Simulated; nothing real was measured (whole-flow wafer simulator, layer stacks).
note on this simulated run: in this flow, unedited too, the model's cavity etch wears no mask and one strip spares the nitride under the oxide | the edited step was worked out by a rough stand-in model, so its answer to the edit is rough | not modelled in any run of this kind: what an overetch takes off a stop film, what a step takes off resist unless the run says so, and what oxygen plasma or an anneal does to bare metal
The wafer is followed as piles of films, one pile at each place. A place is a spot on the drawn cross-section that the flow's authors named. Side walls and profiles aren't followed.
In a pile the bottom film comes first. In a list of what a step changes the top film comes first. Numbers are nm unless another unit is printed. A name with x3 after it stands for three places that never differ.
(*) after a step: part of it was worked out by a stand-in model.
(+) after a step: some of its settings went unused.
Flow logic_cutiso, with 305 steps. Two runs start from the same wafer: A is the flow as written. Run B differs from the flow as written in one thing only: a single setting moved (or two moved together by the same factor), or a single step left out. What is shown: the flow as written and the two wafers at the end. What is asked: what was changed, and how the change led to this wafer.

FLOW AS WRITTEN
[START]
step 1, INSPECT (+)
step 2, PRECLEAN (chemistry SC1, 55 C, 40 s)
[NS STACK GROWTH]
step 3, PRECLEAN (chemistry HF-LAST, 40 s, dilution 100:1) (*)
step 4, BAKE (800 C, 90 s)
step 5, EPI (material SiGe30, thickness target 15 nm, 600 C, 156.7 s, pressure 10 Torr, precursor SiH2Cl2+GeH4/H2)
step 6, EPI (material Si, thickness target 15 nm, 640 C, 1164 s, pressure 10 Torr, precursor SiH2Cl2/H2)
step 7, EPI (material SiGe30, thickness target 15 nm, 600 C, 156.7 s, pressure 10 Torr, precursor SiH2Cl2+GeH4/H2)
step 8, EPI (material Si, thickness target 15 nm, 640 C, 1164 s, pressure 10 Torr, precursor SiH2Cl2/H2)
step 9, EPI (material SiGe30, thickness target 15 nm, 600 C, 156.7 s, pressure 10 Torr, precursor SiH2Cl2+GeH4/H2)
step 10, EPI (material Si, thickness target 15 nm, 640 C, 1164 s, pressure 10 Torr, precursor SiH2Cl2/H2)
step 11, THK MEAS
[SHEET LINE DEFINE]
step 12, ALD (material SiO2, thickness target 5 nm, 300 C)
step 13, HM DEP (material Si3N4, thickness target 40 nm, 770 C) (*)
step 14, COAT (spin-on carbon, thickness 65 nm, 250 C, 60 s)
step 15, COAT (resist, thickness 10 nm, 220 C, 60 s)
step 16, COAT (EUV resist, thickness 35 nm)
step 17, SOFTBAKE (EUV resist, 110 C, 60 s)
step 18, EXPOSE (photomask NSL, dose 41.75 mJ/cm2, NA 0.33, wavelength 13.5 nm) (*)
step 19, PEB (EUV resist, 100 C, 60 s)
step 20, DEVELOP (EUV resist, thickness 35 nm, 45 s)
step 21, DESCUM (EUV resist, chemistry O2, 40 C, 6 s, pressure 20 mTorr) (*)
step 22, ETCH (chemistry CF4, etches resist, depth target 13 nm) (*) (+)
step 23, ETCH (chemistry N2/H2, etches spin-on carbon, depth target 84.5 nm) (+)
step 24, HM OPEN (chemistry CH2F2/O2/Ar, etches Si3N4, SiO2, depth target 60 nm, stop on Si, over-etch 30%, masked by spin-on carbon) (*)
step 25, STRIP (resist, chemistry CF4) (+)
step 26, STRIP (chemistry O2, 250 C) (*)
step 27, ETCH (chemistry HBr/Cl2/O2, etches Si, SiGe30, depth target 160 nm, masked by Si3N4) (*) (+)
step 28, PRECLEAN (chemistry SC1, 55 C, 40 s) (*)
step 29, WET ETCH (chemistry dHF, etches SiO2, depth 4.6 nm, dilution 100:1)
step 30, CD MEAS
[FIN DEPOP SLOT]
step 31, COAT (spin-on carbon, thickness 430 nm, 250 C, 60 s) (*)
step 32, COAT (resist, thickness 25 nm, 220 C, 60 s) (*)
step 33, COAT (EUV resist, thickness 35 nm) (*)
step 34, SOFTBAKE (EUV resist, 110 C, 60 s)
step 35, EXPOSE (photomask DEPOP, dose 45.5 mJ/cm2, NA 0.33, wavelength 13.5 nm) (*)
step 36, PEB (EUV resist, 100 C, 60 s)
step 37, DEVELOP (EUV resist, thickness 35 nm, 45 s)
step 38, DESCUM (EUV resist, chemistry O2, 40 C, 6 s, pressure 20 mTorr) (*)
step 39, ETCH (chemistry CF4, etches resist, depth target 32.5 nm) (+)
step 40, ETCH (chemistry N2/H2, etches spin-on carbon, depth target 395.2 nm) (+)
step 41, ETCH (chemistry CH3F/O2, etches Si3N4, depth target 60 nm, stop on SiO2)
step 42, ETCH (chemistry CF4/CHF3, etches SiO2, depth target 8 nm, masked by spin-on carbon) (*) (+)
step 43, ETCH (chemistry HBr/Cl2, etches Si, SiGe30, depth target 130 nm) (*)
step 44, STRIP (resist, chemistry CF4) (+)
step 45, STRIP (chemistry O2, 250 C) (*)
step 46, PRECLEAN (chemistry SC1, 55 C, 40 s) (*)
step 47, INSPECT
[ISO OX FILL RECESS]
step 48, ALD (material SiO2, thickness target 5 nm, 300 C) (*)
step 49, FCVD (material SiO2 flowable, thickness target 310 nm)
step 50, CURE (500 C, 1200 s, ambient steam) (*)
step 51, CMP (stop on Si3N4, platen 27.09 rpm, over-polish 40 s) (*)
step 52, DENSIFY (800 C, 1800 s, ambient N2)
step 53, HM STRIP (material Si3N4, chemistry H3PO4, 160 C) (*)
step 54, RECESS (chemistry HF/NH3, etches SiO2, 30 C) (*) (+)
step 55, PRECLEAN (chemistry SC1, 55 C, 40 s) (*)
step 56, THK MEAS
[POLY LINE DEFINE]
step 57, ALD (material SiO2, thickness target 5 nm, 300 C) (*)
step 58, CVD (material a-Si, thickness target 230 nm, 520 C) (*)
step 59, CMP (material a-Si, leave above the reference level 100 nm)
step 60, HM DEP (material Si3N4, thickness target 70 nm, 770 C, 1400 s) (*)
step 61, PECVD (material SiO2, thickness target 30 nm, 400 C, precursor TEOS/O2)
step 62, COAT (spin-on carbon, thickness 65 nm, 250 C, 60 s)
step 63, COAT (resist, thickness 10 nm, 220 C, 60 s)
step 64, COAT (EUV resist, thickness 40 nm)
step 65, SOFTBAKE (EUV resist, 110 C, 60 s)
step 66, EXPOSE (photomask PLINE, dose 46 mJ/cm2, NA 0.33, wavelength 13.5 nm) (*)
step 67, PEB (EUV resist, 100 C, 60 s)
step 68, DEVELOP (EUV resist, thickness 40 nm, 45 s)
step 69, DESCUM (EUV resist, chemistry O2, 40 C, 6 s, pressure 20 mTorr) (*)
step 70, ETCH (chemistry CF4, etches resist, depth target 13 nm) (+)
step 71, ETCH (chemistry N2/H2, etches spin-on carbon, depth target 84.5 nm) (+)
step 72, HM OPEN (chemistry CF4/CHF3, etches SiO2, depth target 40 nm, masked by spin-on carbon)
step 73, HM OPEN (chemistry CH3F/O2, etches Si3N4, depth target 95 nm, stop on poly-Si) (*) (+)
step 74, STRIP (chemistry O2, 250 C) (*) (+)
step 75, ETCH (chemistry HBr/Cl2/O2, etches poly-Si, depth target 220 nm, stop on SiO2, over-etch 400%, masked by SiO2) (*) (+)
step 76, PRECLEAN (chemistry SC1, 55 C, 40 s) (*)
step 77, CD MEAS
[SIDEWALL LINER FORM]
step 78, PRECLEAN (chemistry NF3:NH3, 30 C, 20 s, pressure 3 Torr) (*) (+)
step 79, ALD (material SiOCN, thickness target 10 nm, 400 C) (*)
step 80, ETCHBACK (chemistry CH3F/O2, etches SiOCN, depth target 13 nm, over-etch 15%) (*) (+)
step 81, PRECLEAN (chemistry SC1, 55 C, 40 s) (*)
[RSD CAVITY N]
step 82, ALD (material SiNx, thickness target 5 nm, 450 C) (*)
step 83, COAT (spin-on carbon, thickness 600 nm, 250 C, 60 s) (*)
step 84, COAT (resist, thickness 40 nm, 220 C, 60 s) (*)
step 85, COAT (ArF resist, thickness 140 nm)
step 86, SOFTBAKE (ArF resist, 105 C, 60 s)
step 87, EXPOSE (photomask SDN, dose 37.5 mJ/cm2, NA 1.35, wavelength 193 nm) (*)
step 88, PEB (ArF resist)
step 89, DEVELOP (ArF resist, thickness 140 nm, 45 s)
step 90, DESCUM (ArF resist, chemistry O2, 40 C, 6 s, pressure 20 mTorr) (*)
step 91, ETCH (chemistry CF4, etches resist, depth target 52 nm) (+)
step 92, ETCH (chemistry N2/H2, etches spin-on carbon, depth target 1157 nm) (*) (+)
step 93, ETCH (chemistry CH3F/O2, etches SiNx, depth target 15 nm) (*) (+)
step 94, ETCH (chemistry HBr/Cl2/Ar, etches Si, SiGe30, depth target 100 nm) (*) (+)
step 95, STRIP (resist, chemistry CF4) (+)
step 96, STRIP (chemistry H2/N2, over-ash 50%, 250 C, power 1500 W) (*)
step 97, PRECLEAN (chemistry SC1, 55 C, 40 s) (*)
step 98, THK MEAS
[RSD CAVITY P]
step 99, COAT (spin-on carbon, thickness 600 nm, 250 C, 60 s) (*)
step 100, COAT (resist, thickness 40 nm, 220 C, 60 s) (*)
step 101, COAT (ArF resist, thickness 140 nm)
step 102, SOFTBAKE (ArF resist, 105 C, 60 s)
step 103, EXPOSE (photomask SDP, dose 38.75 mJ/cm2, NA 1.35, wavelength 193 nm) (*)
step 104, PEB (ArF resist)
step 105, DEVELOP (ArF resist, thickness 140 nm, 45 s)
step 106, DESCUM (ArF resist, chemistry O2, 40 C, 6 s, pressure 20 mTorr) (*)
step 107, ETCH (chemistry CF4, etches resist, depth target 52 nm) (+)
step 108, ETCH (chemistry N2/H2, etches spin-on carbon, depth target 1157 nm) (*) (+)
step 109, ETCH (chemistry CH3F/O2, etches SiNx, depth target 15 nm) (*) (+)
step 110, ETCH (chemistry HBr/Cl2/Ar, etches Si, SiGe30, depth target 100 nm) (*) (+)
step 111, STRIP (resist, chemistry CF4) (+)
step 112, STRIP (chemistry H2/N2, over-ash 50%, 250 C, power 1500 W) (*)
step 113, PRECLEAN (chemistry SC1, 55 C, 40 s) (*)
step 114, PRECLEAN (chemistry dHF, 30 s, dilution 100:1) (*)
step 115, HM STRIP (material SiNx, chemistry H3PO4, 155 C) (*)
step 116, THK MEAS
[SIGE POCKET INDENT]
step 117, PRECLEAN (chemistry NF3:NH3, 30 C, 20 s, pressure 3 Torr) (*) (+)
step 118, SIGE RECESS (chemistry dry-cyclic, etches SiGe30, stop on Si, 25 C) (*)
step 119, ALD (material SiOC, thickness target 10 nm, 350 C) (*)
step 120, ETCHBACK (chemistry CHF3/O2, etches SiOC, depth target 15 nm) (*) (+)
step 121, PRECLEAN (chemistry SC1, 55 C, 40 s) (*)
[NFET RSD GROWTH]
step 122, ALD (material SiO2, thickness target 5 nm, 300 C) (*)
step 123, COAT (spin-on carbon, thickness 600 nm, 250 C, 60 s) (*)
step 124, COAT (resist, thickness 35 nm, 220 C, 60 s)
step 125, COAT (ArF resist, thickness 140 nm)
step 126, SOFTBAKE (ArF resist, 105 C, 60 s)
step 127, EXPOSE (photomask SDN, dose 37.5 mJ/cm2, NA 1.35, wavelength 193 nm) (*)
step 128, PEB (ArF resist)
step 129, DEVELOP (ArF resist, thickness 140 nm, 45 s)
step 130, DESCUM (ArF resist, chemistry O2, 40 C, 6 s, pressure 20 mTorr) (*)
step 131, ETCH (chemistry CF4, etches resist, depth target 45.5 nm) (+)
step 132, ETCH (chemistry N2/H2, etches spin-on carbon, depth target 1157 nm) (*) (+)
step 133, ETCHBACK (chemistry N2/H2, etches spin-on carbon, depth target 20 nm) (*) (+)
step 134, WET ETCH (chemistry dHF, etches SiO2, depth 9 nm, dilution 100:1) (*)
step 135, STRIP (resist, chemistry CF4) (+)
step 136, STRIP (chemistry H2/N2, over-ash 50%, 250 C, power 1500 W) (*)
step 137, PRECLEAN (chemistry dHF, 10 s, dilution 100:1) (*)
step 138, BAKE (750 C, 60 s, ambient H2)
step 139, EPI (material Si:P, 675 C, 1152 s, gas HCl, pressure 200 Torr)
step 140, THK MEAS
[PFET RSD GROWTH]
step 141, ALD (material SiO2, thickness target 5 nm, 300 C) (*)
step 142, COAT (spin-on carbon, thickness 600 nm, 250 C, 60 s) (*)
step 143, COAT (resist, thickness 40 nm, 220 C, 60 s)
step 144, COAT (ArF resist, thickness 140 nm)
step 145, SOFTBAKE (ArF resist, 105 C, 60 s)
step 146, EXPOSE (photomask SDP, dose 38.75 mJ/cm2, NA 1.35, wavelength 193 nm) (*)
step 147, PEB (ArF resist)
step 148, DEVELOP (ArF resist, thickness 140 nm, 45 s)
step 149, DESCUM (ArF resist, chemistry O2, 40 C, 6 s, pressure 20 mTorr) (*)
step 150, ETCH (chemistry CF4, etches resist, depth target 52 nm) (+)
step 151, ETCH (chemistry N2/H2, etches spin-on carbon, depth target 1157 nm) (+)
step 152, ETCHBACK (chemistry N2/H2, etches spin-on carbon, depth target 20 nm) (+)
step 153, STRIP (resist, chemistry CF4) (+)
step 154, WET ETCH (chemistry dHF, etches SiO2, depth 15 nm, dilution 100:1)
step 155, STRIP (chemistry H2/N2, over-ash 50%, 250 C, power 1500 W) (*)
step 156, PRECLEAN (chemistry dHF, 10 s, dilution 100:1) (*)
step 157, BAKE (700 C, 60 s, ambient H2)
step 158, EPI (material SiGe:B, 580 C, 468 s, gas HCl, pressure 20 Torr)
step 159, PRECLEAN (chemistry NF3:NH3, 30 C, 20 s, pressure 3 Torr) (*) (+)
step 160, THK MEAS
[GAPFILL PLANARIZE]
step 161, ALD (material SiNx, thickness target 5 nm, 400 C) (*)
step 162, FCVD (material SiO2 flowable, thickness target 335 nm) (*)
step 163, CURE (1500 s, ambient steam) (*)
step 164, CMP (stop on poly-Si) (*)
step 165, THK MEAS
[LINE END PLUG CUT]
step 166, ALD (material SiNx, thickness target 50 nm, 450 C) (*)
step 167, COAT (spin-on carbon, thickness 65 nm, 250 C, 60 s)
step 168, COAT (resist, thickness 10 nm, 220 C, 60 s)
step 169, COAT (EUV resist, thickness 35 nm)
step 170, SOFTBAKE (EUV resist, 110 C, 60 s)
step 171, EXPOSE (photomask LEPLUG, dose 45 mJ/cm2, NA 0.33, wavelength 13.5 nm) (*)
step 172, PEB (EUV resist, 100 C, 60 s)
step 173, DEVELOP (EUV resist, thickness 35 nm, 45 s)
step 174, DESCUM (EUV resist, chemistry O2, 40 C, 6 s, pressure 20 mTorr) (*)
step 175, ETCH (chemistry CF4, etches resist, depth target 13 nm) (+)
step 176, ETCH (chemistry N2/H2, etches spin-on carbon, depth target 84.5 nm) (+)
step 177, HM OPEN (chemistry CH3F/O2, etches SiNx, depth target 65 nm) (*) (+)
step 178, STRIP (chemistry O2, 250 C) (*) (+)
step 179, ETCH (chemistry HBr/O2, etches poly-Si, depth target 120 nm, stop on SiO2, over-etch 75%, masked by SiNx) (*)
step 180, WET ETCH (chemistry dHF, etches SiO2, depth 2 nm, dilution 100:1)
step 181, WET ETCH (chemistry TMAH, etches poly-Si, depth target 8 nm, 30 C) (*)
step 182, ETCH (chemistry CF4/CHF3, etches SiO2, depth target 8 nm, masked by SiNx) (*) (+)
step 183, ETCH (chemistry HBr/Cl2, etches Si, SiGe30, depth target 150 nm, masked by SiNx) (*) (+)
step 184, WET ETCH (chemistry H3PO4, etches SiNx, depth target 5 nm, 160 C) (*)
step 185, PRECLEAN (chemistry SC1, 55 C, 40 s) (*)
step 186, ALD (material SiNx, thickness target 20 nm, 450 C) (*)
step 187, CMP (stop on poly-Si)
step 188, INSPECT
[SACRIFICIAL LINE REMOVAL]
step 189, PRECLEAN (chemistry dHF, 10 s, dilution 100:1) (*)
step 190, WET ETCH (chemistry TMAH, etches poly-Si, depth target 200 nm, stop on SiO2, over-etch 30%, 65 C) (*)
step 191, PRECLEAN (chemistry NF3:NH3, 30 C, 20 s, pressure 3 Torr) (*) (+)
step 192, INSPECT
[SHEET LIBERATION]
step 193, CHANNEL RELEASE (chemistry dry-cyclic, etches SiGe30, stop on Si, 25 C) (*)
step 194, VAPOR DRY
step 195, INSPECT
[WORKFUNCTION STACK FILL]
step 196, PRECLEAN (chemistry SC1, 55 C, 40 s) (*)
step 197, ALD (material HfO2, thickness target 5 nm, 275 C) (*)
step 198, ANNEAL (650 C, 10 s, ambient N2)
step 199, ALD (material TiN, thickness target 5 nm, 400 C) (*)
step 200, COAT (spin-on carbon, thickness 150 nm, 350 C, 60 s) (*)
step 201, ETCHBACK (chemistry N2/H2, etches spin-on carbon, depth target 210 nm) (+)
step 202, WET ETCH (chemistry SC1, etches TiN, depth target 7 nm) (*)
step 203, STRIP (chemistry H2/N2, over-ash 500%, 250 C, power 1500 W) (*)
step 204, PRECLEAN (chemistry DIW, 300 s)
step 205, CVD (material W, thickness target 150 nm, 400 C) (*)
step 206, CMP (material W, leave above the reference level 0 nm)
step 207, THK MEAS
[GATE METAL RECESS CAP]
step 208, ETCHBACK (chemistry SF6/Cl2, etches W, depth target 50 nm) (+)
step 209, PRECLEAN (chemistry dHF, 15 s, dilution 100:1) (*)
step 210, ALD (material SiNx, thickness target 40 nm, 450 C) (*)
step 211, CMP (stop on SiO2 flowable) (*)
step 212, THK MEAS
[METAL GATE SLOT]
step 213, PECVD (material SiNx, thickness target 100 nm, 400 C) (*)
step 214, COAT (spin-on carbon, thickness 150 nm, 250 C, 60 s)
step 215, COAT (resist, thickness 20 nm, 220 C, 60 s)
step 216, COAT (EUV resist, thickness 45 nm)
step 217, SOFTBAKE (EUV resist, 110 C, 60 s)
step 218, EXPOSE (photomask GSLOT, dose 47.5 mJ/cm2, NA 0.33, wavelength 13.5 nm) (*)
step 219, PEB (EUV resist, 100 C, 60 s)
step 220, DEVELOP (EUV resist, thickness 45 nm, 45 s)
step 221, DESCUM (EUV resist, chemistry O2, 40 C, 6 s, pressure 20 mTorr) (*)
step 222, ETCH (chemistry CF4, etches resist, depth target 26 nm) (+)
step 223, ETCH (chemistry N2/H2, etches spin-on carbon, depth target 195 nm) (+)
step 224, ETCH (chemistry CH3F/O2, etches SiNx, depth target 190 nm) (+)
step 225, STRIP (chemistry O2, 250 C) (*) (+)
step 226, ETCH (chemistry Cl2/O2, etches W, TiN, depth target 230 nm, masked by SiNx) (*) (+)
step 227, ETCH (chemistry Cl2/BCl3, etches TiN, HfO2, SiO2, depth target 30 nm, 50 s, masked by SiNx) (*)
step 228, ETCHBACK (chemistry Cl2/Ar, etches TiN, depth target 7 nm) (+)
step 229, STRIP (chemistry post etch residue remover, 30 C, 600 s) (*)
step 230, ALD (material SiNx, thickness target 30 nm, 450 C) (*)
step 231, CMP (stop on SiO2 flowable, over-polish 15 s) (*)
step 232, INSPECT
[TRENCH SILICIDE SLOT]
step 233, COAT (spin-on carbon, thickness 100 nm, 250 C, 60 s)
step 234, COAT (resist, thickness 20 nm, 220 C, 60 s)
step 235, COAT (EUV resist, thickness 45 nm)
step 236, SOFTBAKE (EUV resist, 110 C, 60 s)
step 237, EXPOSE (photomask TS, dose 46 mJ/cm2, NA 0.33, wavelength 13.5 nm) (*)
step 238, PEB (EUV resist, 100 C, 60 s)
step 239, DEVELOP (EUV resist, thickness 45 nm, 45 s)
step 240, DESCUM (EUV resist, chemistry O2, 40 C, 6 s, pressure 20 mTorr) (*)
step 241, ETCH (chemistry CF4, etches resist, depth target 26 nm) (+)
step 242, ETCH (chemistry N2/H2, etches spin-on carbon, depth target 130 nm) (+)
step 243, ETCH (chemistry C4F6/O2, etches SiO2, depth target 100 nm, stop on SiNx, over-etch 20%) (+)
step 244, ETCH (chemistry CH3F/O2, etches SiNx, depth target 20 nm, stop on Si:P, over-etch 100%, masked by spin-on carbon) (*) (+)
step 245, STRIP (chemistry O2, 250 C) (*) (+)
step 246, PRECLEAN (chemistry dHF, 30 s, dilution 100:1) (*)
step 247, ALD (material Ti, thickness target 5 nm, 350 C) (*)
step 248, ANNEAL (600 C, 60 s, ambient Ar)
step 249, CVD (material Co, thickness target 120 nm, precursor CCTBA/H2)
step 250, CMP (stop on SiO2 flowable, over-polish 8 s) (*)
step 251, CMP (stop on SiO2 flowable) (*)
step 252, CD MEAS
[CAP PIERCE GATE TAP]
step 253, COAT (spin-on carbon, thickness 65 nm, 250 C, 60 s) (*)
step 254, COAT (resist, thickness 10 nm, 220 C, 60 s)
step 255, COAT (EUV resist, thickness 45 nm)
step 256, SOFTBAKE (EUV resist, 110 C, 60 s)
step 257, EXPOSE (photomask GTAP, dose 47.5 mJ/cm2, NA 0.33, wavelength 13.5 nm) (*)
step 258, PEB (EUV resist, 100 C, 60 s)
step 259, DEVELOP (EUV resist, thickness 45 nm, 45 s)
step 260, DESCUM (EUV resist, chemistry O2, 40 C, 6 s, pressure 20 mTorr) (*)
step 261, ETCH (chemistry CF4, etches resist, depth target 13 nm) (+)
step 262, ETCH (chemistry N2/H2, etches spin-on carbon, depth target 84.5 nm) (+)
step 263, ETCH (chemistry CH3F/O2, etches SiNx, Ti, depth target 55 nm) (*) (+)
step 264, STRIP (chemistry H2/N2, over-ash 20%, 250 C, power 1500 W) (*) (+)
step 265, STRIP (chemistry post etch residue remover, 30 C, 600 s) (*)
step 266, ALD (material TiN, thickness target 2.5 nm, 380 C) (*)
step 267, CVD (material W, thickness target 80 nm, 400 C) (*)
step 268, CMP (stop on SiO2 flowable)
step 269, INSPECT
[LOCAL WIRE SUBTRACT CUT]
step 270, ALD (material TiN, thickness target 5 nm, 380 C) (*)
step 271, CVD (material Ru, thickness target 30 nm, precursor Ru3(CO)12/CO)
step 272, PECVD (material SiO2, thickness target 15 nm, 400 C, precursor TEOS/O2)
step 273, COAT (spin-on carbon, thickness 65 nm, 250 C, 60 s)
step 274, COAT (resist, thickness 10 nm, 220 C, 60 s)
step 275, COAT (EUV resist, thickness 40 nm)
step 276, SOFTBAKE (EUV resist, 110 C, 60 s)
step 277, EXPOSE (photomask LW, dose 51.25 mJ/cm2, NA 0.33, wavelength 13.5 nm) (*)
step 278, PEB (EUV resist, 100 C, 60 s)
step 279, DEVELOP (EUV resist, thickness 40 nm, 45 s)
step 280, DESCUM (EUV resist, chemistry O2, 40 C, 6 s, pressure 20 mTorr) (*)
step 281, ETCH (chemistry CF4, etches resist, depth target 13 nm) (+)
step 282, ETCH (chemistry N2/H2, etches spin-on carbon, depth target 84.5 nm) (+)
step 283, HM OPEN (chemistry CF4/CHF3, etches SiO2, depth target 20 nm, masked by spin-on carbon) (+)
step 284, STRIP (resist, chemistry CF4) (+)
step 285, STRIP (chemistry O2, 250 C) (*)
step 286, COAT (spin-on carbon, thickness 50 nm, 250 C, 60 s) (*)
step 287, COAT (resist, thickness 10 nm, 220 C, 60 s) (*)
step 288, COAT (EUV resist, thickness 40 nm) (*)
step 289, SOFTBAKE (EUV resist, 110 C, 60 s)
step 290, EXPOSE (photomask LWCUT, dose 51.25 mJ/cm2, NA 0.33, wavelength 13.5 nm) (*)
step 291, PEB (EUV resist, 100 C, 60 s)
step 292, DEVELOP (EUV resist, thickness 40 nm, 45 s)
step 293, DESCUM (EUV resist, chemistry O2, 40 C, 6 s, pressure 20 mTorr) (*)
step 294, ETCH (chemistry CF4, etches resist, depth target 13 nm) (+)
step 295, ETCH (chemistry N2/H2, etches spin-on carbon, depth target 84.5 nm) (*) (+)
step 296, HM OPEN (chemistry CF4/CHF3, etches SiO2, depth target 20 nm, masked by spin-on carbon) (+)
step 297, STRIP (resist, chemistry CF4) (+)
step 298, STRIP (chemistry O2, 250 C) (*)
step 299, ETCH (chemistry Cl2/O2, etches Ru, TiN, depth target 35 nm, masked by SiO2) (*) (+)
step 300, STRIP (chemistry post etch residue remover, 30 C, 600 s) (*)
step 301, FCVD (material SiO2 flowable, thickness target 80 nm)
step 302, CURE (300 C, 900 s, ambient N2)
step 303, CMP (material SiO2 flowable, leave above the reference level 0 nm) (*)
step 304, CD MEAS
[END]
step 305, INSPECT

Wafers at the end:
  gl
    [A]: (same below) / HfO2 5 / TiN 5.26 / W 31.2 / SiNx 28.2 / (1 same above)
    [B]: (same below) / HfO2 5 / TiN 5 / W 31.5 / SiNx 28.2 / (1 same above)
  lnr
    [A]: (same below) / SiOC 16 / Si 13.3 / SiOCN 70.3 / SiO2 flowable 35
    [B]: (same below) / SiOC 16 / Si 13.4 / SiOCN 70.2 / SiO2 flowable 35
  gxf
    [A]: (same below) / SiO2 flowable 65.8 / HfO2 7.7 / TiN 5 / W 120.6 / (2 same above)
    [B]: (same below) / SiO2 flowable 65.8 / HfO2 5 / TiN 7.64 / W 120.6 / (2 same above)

Cause: step 75, ETCH: depth target 121 nm was run, while the flow as written has depth target 220 nm.

The path from the change to this, step by step:
  step 75, ETCH (chemistry HBr/Cl2/O2, etches poly-Si, depth target 220 nm, stop on SiO2, over-etch 400%, masked by SiO2) (*) (+)
      lnr, lnrp, lnrt, rsdn, rsdp, rsdw, rsdx: A -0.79 chemical SiO2 (all of it), -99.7 poly-Si (all of it), -5 SiO2 (all of it) | B -0.79 chemical SiO2 (all of it), -99.7 poly-Si (all of it), -2.53 SiO2
      depop, dpovl, gfld and 10 more: A -9.58 SiO2 | B -7.88 SiO2
      (as well as at 2 more places)
  step 78, PRECLEAN (chemistry NF3:NH3, 30 C, 20 s, pressure 3 Torr) (*) (+)
      lnr, lnrp, lnrt, rsdn, rsdp, rsdw, rsdx: A -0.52 chemical SiO2 (all of it) | B -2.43 SiO2 (all of it), -0.49 chemical SiO2 (all of it)
      iso, lnri: A -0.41 SiO2 (all of it), -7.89 SiO2 flowable | B -2.88 SiO2 (all of it), -5.03 SiO2 flowable
  step 120, ETCHBACK (chemistry CHF3/O2, etches SiOC, depth target 15 nm) (*) (+)
      gl, tap: A -10 SiOC (all of it), -4.21 SiO2 (all of it), -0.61 Si3N4 | B -10 SiOC (all of it), -5 SiO2
      glp: A -10 SiOC (all of it), -4.25 SiO2 (all of it), -0.58 Si3N4 | B -10 SiOC (all of it), -5 SiO2
      (as well as at 2 more places)
  step 122, ALD (material SiO2, thickness target 5 nm, 300 C) (*)
      gl, glp, tap: A +5 SiO2 (new film) | B +5 SiO2
      gxn: A +6.76 SiO2 (new film) | B +7.01 SiO2
      (as well as at 1 more place)
  step 132, ETCH (chemistry N2/H2, etches spin-on carbon, depth target 1157 nm) (*) (+)
      gl, tap: A -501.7 spin-on carbon (all of it), -5 SiO2 (all of it), -0.5 Si3N4 | B -501.7 spin-on carbon (all of it), -5.87 SiO2 (all of it), -0.08 Si3N4
  step 133, ETCHBACK (chemistry N2/H2, etches spin-on carbon, depth target 20 nm) (*) (+)
      gxn: A -0.7 SiO2 (all of it), -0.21 Si3N4 | B -1.11 SiO2
  step 134, WET ETCH (chemistry dHF, etches SiO2, depth 9 nm, dilution 100:1) (*)
      gxn: A -0.34 Si3N4 | B -1.67 SiO2 (all of it), -0.21 Si3N4
  step 141, ALD (material SiO2, thickness target 5 nm, 300 C) (*)
      gxn: A +10.1 SiO2 (new film) | B +11.4 SiO2 (new film)
  step 153, STRIP (resist, chemistry CF4) (+)
      glp: A -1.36 SiO2 (all of it) | B -2.24 SiO2 (all of it)
      gxp: A -3.06 SiO2 (all of it) | B -5.15 SiO2 (all of it)
  step 161, ALD (material SiNx, thickness target 5 nm, 400 C) (*)
      gxp: A +5 SiNx (new film) | B +5.65 SiNx (new film)
  step 164, CMP (stop on poly-Si) (*)
      depop, dpovl, isow, ns, nsgap: A -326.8 SiO2 flowable (all of it), -5 SiNx (all of it), -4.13 SiO2 (all of it), -70 Si3N4 (all of it) | B -326.8 SiO2 flowable (all of it), -5 SiNx (all of it), -5.83 SiO2 (all of it), -70 Si3N4 (all of it)
      gfld, gxf: A -251.9 SiO2 flowable (all of it), -5 SiNx (all of it), -4.13 SiO2 (all of it), -70 Si3N4 (all of it) | B -251.7 SiO2 flowable (all of it), -5 SiNx (all of it), -5.83 SiO2 (all of it), -70 Si3N4 (all of it)
      (as well as at 7 more places)
  step 197, ALD (material HfO2, thickness target 5 nm, 275 C) (*)
      gxf: A +7.7 HfO2 (new film) | B +5 HfO2 (new film)
  step 199, ALD (material TiN, thickness target 5 nm, 400 C) (*)
      gfld: A +7.64 TiN (new film) | B +5.6 TiN (new film)
      gxf: A +5 TiN (new film) | B +7.64 TiN (new film)
  step 226, ETCH (chemistry Cl2/O2, etches W, TiN, depth target 230 nm, masked by SiNx) (*) (+)
      gfld: A -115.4 W (all of it), -7.64 TiN (all of it), -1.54 HfO2 | B -117.5 W (all of it), -5.6 TiN (all of it), -1.54 HfO2
